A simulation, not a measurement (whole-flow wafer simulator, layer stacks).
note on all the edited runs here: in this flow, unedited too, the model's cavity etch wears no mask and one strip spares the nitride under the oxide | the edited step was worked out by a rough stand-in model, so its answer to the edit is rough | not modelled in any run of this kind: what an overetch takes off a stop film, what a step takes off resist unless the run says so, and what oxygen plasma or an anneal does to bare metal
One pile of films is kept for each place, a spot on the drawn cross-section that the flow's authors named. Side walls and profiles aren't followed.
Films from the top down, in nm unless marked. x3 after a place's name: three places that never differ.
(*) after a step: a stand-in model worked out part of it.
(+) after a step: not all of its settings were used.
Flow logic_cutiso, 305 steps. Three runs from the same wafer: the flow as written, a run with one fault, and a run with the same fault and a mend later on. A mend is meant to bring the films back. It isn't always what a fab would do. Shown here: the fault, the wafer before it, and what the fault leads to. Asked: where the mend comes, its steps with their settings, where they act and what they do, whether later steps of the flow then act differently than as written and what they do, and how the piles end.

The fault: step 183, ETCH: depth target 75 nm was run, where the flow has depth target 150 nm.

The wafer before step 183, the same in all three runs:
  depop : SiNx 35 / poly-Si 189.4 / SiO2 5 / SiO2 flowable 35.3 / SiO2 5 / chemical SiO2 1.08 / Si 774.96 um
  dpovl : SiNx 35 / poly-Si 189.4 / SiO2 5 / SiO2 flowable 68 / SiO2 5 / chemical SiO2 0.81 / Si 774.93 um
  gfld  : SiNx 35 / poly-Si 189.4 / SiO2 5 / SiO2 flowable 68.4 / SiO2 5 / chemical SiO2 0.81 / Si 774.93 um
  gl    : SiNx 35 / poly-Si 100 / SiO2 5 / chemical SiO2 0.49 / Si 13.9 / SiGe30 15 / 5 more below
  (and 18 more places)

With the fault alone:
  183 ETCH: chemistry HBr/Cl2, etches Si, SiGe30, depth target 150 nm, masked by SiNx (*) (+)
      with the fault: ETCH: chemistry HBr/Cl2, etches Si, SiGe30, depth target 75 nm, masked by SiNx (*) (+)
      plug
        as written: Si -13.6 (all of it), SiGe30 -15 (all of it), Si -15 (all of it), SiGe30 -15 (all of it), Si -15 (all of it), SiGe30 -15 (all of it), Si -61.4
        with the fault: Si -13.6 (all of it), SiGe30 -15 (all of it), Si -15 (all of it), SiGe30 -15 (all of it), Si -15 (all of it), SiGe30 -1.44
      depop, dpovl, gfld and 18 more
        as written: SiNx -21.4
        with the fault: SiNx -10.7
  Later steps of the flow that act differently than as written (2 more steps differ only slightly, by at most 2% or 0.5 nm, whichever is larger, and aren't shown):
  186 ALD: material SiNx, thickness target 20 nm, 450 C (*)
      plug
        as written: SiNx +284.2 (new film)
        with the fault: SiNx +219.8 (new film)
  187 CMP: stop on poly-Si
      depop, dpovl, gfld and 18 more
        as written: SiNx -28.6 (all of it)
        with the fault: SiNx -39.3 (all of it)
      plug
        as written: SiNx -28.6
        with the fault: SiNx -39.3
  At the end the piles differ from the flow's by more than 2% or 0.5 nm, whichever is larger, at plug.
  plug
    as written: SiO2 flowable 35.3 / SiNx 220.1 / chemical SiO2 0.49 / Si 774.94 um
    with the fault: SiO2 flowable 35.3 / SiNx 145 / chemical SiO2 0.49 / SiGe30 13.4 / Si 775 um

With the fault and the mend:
  The mend comes after step 183.
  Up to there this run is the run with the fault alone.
  183a ETCH: chemistry HBr/Cl2, etches Si, SiGe30, depth target 75 nm, masked by SiNx (*) (+) (the flow's step 183 once more, with other settings)
      depop, dpovl, gfld and 18 more
        SiNx -10.7
      plug
        SiGe30 -13.6 (all of it), Si -61.4
  No later step of the flow acts differently than as written at any place that is followed.
  At the end the piles are the same as the flow's at every place that both follow.
